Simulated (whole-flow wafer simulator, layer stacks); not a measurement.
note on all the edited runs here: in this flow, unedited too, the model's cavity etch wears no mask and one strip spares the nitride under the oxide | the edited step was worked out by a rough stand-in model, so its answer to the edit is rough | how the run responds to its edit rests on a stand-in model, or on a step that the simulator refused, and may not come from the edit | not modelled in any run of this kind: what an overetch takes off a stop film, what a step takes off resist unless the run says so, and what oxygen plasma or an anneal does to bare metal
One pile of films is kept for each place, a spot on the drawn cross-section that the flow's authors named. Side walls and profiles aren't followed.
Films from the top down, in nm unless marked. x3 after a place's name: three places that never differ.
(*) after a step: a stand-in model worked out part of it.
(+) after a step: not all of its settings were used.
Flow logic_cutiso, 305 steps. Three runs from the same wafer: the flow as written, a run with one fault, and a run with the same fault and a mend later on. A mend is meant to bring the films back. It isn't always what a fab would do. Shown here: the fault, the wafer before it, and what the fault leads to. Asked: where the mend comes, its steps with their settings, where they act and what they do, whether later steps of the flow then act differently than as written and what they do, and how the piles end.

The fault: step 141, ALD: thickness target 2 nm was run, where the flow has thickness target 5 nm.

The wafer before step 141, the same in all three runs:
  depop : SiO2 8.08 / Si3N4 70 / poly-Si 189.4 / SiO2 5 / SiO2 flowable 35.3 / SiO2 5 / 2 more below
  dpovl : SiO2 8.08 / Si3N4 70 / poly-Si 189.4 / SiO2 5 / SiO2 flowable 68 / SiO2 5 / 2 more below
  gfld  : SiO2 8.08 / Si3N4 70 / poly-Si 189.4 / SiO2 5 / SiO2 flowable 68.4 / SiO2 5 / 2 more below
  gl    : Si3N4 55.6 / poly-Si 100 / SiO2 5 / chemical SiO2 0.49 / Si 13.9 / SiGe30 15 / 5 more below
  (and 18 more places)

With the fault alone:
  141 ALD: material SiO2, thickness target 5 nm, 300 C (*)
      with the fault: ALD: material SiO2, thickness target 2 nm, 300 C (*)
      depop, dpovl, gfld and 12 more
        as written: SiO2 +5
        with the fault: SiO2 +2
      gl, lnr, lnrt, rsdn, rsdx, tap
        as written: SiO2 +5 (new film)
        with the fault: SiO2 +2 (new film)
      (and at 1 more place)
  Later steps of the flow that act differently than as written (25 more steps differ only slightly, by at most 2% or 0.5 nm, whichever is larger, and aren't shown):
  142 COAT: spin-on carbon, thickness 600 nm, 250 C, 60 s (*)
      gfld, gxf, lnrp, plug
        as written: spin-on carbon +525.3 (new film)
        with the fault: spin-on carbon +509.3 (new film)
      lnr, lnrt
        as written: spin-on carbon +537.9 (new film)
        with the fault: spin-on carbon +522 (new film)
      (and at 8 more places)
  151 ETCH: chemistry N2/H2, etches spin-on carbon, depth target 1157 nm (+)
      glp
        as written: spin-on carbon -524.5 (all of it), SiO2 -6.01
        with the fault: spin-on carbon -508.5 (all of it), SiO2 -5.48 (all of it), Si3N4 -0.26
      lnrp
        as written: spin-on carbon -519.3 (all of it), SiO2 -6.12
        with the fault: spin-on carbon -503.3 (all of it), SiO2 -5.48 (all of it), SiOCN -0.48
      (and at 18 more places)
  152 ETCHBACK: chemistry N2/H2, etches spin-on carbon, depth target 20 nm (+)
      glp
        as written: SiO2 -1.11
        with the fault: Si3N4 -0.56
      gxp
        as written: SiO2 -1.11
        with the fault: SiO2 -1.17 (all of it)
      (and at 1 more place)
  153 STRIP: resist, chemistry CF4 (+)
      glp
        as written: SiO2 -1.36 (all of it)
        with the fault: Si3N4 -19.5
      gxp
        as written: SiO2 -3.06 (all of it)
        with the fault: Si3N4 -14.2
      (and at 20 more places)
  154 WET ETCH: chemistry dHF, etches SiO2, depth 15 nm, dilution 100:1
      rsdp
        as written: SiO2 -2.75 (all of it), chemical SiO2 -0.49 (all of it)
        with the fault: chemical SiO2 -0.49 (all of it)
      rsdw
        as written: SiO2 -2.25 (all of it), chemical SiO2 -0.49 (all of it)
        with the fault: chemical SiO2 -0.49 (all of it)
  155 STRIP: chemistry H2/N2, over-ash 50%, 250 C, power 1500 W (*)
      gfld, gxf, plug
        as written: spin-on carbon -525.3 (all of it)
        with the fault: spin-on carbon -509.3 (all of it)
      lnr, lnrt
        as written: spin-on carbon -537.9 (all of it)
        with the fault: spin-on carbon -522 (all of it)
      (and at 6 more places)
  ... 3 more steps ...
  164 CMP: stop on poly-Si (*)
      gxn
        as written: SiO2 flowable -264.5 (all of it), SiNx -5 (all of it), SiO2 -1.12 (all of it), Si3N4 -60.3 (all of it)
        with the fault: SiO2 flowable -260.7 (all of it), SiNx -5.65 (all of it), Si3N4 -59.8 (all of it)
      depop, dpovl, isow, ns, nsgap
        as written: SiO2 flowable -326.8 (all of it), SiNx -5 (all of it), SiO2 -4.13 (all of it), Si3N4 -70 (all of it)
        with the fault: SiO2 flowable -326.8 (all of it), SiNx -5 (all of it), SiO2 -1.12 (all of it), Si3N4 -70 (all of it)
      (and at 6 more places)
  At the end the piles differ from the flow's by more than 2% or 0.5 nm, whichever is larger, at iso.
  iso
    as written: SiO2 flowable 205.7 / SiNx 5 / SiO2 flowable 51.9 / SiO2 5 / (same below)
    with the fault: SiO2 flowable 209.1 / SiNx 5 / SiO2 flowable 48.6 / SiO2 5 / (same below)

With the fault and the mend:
  The mend comes after step 141.
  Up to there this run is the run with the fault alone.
  141a ALD: material SiO2, thickness target 3 nm, 300 C (*) (the flow's step 141 once more, with other settings)
      depop, dpovl, gfld and 18 more
        SiO2 +3
      gxn
        SiO2 +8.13
  No later step of the flow acts differently than as written, at any place that is followed, by more than 2% or 0.5 nm, whichever is larger.
  At the end the piles are the same as the flow's at every place that both follow.
